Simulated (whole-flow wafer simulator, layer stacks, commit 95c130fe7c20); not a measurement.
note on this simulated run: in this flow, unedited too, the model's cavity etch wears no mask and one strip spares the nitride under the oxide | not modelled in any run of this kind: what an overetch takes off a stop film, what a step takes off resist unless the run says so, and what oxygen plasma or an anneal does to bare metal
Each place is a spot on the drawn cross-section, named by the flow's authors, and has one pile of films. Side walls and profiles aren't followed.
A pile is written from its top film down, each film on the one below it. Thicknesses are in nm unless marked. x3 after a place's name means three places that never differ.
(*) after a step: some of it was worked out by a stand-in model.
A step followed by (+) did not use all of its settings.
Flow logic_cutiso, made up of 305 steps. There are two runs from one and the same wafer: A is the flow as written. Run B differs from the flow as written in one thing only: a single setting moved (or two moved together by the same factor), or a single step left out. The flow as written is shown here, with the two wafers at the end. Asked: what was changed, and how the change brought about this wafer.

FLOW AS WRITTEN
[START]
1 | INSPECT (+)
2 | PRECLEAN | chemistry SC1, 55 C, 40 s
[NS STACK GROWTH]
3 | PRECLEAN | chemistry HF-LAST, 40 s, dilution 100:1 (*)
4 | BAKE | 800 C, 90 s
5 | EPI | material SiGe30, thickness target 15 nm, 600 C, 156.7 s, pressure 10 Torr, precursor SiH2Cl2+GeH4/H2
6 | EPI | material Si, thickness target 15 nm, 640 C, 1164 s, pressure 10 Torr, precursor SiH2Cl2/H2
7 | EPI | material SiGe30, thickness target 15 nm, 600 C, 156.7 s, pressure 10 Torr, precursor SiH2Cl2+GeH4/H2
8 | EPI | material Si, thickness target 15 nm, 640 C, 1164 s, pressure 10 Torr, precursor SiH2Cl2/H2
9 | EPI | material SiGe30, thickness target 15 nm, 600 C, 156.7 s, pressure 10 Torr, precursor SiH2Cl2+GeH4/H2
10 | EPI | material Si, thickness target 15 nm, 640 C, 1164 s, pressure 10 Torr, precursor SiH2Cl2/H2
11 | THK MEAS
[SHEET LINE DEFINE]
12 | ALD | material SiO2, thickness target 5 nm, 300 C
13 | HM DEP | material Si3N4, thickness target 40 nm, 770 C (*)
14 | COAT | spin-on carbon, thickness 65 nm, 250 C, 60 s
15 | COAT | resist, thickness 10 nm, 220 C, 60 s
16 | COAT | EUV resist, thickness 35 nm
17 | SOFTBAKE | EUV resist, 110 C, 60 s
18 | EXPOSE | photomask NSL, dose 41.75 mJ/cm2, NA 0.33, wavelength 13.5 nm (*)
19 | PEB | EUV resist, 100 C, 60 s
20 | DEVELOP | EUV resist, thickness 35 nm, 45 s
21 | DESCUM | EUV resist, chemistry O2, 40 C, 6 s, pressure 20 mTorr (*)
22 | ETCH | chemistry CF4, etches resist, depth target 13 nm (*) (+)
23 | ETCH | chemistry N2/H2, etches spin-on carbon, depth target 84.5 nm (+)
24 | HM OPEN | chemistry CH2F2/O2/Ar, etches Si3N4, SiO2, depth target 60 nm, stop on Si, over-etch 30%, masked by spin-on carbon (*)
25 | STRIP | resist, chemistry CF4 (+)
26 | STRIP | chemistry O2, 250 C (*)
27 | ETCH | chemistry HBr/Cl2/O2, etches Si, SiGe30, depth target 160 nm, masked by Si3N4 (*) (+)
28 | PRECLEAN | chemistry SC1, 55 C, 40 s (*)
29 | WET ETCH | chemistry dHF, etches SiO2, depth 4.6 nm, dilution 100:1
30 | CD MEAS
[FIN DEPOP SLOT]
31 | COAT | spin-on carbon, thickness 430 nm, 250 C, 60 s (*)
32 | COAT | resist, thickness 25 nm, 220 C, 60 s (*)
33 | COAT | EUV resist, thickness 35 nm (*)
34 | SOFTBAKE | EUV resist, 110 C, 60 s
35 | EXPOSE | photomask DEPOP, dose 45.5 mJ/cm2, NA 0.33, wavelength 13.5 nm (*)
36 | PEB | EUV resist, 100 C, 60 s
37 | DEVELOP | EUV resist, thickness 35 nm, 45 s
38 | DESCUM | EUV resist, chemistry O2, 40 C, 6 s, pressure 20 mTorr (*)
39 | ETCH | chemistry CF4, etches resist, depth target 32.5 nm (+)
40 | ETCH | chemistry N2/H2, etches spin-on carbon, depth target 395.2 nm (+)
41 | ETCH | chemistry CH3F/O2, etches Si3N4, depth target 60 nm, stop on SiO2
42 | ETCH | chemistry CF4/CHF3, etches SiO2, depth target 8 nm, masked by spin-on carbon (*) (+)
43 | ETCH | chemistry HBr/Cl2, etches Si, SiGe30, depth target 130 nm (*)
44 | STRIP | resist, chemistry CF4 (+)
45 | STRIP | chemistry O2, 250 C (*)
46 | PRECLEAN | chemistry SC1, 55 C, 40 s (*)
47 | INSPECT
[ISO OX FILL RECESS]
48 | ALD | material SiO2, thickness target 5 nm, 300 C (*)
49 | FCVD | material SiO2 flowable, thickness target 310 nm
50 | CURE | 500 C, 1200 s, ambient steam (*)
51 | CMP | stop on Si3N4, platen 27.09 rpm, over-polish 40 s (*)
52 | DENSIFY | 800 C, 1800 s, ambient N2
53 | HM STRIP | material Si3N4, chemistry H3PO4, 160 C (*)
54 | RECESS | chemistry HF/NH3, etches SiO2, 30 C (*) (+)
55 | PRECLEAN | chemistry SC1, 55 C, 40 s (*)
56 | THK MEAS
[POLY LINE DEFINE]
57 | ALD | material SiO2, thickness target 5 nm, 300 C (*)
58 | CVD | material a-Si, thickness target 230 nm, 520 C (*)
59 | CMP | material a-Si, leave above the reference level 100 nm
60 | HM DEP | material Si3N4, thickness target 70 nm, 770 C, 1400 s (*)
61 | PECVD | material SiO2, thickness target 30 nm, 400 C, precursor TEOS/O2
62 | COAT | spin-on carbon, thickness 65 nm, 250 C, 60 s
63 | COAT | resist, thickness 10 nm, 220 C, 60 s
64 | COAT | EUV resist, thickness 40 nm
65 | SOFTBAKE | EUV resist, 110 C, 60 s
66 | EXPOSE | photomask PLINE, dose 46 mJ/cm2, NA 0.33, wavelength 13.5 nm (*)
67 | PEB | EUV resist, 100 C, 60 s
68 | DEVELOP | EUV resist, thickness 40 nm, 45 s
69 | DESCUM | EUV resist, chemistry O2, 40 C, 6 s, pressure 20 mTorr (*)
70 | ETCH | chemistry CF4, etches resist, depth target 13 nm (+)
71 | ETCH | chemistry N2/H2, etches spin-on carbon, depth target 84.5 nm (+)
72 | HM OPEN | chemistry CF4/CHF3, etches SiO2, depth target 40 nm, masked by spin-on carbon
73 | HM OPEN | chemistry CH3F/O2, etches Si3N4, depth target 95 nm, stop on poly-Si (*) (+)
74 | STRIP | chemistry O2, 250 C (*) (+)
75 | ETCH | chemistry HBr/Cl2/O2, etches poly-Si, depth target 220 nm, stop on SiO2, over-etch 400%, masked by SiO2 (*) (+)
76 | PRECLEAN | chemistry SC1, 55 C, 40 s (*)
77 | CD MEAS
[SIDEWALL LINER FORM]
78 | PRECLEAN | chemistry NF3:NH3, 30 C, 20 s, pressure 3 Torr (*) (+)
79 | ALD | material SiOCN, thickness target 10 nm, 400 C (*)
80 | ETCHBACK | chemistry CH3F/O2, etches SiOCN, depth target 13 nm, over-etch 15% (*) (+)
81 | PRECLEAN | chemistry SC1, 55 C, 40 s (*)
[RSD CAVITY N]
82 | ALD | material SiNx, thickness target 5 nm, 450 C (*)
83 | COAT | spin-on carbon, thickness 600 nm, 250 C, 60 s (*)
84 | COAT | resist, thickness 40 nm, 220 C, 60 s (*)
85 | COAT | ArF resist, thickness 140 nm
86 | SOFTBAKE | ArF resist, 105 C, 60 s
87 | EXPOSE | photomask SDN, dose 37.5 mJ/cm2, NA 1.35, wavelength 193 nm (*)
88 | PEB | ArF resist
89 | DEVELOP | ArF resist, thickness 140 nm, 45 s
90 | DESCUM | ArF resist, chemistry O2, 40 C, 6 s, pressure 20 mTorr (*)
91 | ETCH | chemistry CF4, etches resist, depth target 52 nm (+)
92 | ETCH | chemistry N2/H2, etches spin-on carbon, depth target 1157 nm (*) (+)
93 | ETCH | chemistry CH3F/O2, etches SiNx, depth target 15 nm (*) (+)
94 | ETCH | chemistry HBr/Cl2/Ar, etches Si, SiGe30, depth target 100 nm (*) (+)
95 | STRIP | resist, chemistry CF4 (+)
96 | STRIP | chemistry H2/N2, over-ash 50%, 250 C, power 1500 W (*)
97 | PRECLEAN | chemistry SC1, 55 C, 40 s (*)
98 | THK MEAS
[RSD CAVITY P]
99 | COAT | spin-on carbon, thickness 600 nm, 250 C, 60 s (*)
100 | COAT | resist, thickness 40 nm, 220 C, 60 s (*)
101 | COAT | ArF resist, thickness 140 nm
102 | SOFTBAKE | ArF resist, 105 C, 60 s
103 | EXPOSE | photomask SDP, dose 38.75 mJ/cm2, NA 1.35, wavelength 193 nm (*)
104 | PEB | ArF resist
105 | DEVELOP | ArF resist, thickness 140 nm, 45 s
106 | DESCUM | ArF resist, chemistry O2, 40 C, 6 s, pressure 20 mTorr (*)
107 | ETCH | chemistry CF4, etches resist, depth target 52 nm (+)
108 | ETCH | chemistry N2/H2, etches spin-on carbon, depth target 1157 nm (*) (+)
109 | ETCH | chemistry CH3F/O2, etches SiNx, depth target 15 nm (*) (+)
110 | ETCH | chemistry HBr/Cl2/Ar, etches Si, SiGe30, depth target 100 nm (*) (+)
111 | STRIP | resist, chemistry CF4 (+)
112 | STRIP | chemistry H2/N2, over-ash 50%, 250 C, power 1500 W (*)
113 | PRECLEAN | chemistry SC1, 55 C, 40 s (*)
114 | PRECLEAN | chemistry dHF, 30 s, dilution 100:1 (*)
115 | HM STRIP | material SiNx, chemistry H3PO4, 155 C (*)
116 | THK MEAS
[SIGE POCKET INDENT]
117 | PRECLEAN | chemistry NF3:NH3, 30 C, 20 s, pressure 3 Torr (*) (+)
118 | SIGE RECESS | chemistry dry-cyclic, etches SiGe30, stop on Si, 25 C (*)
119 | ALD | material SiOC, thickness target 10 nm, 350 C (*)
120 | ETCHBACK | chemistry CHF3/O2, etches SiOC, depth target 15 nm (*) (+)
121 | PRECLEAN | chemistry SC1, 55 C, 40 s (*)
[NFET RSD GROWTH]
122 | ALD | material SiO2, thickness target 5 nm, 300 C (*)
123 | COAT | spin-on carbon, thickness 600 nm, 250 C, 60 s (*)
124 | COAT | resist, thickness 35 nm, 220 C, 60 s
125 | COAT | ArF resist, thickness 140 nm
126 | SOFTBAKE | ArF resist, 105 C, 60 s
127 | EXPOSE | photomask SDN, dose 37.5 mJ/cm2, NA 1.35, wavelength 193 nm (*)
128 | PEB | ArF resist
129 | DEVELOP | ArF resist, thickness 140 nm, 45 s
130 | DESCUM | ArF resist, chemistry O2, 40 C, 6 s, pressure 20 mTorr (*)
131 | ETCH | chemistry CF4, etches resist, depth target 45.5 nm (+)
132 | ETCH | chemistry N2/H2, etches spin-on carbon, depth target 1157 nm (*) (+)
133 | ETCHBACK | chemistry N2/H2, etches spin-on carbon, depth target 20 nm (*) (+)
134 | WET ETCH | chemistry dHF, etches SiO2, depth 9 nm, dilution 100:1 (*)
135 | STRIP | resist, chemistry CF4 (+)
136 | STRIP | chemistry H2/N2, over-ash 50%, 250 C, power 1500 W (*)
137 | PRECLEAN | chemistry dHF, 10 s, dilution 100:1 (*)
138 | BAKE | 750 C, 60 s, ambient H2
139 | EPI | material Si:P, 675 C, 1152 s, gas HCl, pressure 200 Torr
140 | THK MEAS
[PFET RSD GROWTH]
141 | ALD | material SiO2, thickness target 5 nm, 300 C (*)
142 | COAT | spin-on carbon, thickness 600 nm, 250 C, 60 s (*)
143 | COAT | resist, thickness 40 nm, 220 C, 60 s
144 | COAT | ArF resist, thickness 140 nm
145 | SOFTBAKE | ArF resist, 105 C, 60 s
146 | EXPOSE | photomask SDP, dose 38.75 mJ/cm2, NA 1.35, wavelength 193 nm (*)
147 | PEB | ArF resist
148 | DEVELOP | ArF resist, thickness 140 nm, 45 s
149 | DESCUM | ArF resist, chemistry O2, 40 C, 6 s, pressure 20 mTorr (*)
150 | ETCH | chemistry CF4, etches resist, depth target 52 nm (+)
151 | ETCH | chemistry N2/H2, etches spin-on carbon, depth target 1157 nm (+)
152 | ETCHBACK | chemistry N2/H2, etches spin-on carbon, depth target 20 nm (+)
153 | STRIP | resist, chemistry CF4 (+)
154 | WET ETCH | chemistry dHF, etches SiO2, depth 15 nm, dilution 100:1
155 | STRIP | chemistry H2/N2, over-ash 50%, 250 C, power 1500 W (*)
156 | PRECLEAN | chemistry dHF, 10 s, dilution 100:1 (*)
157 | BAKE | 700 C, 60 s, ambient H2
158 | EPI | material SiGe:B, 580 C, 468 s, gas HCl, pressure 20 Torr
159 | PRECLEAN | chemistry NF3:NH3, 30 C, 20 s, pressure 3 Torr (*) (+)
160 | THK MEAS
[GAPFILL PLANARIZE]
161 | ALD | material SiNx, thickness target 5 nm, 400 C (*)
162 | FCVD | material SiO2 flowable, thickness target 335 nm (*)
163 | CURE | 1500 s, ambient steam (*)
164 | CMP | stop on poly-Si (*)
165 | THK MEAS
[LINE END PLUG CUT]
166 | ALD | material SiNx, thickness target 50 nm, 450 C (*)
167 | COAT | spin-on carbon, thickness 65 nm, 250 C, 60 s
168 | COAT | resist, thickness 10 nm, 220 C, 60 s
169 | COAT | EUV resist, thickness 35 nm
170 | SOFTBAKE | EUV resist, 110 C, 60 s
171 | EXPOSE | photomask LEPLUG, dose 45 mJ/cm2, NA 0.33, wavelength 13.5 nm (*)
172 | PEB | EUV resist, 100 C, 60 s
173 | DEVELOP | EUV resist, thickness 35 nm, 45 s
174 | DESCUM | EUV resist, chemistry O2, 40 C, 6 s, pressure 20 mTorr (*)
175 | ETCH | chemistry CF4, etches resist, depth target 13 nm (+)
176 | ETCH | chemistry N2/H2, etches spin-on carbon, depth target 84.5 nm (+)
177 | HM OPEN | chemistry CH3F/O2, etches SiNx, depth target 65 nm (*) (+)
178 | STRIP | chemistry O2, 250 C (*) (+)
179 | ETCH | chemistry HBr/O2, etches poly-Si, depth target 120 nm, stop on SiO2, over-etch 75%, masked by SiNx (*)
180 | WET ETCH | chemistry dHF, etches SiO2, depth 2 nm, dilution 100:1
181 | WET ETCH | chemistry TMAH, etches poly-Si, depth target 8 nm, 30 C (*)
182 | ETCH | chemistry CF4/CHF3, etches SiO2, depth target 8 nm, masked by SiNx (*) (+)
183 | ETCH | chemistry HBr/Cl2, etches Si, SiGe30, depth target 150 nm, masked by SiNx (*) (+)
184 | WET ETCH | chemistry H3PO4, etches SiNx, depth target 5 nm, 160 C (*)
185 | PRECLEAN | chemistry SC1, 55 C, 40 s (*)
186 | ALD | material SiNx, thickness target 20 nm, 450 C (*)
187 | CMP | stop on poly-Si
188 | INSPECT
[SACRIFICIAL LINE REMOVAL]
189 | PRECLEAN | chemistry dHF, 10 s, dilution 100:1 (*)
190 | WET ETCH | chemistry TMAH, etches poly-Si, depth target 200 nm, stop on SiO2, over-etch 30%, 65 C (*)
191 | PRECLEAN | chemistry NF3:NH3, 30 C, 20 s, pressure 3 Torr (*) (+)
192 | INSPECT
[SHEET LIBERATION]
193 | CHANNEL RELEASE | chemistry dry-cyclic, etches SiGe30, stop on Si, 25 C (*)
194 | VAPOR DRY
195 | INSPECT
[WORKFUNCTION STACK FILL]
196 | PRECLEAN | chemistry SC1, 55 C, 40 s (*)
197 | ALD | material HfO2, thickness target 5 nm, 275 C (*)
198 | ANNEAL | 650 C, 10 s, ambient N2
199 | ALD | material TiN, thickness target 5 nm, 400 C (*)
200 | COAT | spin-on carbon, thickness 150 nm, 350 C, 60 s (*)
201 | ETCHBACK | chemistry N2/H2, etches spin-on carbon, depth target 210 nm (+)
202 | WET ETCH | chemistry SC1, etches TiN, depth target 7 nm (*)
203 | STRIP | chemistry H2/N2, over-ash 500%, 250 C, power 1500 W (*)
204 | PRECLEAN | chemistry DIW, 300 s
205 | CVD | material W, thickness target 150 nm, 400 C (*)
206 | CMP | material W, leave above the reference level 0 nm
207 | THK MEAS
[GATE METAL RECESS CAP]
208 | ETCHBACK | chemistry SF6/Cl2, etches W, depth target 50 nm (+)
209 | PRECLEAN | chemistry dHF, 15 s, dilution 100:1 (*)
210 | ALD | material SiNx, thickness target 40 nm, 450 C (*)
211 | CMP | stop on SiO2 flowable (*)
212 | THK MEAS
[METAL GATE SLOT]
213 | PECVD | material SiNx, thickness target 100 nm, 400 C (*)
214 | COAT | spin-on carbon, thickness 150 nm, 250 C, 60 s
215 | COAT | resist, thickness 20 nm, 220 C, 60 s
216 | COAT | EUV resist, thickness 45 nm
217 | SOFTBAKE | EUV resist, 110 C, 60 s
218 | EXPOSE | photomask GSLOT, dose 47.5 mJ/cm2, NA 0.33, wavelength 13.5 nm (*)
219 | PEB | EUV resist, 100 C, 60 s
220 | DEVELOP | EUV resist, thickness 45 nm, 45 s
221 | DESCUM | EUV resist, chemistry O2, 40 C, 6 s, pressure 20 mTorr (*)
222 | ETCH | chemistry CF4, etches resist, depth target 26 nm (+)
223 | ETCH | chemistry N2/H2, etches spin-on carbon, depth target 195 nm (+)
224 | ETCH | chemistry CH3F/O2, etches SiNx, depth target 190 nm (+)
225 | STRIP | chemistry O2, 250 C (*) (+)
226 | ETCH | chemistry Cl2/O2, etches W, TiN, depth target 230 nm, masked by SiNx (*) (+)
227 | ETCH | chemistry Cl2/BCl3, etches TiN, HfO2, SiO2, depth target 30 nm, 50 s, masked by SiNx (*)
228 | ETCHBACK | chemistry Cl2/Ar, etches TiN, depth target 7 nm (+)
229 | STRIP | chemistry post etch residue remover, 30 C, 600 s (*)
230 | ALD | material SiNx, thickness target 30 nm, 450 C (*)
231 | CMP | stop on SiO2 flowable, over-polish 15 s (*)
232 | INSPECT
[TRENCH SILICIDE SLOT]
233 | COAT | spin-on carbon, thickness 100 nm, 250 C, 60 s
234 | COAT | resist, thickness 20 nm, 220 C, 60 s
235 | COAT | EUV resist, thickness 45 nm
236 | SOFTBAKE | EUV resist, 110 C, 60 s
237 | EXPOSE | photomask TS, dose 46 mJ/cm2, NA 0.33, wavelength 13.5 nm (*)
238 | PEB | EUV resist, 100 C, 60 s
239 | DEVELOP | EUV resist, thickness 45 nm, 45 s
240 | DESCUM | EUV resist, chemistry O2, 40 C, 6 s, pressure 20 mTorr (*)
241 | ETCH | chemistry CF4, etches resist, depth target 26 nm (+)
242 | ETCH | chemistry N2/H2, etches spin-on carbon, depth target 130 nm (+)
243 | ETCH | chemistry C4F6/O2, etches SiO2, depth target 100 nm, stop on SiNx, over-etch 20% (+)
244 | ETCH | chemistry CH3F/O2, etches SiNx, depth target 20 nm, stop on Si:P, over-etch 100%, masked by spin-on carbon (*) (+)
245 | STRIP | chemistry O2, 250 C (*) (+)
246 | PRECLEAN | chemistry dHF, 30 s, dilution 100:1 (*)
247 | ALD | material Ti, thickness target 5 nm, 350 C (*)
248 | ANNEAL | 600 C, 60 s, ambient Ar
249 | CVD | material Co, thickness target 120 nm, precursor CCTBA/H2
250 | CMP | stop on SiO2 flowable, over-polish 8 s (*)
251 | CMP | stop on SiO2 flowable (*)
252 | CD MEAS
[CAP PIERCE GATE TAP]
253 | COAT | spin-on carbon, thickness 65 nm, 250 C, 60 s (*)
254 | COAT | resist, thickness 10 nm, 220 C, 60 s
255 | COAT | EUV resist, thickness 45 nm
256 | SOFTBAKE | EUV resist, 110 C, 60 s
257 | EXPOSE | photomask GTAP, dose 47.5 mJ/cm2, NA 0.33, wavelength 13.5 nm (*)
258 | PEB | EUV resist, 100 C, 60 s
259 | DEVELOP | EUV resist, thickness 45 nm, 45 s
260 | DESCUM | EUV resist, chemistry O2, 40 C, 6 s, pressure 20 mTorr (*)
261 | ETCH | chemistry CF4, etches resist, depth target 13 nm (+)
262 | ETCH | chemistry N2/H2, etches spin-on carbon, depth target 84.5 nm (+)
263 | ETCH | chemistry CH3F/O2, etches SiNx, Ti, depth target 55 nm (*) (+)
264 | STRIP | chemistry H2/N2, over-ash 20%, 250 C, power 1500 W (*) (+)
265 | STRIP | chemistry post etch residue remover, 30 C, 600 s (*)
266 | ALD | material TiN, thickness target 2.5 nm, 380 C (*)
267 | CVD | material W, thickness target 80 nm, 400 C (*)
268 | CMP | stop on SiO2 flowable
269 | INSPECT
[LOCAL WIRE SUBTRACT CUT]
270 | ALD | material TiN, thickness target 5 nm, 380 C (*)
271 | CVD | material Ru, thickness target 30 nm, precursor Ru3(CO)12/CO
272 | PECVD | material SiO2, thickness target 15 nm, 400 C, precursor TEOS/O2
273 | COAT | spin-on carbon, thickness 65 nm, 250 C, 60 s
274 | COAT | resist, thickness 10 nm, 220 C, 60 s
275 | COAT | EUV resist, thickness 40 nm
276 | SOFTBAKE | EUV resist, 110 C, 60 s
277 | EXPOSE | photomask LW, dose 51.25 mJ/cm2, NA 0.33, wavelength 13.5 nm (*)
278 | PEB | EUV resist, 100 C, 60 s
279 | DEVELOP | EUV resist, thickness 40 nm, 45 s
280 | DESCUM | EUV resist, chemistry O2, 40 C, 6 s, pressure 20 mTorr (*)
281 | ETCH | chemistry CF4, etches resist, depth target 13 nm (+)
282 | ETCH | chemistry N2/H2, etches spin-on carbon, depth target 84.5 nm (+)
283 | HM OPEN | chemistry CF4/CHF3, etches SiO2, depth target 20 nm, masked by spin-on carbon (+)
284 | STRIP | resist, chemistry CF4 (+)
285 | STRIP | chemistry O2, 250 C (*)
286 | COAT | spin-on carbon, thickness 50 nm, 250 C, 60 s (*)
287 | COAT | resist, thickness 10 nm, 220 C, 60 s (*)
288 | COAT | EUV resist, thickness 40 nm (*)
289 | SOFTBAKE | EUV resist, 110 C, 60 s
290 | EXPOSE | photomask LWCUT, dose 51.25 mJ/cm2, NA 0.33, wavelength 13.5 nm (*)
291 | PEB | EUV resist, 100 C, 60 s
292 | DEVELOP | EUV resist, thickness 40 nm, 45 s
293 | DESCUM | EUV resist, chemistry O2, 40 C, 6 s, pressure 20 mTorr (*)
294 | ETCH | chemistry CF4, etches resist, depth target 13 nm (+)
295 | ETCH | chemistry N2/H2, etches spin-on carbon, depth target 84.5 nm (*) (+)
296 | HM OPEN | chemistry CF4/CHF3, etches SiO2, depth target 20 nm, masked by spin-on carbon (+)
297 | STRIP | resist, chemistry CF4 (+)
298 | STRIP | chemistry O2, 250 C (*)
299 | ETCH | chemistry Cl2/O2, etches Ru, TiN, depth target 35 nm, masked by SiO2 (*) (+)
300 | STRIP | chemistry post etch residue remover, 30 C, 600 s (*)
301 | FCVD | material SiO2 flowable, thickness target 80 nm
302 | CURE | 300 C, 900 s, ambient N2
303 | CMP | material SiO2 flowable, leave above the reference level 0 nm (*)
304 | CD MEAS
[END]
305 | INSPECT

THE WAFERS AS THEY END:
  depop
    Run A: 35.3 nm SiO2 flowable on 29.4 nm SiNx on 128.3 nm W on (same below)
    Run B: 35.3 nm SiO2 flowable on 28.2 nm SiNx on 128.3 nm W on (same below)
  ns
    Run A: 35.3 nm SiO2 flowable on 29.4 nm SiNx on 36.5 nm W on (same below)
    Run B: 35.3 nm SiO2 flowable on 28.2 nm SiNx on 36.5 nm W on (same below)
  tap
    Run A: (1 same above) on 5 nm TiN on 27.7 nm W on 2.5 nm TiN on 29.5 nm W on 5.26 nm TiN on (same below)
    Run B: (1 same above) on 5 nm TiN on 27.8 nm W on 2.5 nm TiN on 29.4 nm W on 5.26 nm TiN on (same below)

Cause: step 250, CMP: stop on SiO2 flowable, over-polish 8 s (*), was skipped.

How this came from the change, step by step:
  251 | CMP | stop on SiO2 flowable (*)
      depop, dpovl, gfld and 9 more: A -5 SiNx | B -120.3 Co (all of it), -5 Ti (all of it), -5 SiNx
      lnr, lnri, lnrp, lnrt: A -5 SiOCN | B -120 Co (all of it), -5 Ti (all of it), -5.26 SiOCN
      (and at 6 other places as well)
  263 | ETCH | chemistry CH3F/O2, etches SiNx, Ti, depth target 55 nm (*) (+)
      glp, lnrp, lnrt, plug, rsdn, rsdp, rsdw: A -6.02 resist (all of it), -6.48 spin-on carbon | B -6.02 resist (all of it), -7.79 spin-on carbon
      depop, dpovl, gl, isow, ns, nsgap: A -6.03 resist (all of it), -6.46 spin-on carbon | B -6.03 resist (all of it), -7.77 spin-on carbon
      (and at 9 other places as well)
  264 | STRIP | chemistry H2/N2, over-ash 20%, 250 C, power 1500 W (*) (+)
      gfld, gl, glp and 11 more: A -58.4 spin-on carbon (all of it) | B -57.1 spin-on carbon (all of it)
      depop, dpovl, isow, ns, nsgap: A -58.5 spin-on carbon (all of it) | B -57.2 spin-on carbon (all of it)
      (and at 2 other places as well)
  265 | STRIP | chemistry post etch residue remover, 30 C, 600 s (*)
      iso: A -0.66 Ti (all of it) | B -1.79 Ti
      rsdx: A nothing | B -2 Ti (all of it)
  267 | CVD | material W, thickness target 80 nm, 400 C (*)
      rsdx: A +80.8 W (new film) | B +82.6 W (new film)
  268 | CMP | stop on SiO2 flowable
      iso: A -81.2 W (all of it), -2.5 TiN (all of it) | B -82.4 W (all of it), -2.5 TiN (all of it), -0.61 Ti (all of it)
      depop, dpovl, gfld and 9 more: A -80.2 W (all of it), -2.5 TiN (all of it), -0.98 SiNx | B -80.2 W (all of it), -2.5 TiN (all of it), -2.81 SiNx
      (and at 9 other places as well)
